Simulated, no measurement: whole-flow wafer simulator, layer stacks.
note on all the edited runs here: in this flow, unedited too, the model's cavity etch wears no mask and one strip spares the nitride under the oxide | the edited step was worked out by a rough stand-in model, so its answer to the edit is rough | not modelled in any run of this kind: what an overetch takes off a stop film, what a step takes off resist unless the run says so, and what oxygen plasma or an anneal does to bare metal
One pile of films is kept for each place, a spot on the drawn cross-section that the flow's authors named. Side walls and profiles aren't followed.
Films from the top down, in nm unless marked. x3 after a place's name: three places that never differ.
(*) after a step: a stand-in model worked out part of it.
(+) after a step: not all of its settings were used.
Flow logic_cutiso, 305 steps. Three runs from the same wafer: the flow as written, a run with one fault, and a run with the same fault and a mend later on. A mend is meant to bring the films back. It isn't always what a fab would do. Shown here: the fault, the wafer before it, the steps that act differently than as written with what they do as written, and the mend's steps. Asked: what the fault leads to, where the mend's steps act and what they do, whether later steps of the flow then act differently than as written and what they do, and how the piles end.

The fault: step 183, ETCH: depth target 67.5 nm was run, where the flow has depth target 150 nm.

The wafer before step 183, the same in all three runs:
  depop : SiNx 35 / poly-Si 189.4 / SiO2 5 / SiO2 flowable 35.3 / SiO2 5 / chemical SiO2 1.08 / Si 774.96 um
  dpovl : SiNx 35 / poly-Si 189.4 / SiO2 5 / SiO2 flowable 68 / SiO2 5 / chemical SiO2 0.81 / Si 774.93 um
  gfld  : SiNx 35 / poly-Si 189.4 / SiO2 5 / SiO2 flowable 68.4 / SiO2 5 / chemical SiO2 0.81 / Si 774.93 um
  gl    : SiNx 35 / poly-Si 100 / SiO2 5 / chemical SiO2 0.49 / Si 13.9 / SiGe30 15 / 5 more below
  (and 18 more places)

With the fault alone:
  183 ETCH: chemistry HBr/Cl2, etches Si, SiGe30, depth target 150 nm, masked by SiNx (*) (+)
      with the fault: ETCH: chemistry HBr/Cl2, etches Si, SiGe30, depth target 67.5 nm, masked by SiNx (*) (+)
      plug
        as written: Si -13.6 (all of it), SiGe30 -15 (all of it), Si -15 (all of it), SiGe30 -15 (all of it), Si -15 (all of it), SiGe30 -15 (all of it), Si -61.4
        with the fault: Si -13.6 (all of it), SiGe30 -15 (all of it), Si -15 (all of it), SiGe30 -15 (all of it), Si -8.94
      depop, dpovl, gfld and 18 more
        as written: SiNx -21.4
        with the fault: SiNx -9.64
  Later steps of the flow that act differently than as written:
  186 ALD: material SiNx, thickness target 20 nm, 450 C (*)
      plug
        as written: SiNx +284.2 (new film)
        with the fault: SiNx +213.5 (new film)
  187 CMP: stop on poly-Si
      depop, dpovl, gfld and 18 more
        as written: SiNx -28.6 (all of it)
        with the fault: SiNx -40.4 (all of it)
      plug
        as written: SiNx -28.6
        with the fault: SiNx -40.4
  At the end the piles differ from the flow's by more than 2% or 0.5 nm, whichever is larger, at plug.
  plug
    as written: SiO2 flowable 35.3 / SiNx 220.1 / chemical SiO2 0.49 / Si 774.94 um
    with the fault: SiO2 flowable 35.3 / SiNx 137.6 / chemical SiO2 0.49 / Si 5.78 / SiGe30 15 / Si 775 um

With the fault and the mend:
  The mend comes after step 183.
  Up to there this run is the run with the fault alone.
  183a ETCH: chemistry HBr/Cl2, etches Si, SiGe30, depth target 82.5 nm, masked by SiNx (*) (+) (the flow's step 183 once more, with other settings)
      depop, dpovl, gfld and 18 more
        SiNx -11.8
      plug
        Si -6.06 (all of it), SiGe30 -15 (all of it), Si -61.4
  No later step of the flow acts differently than as written at any place that is followed.
  At the end the piles are the same as the flow's at every place that both follow.
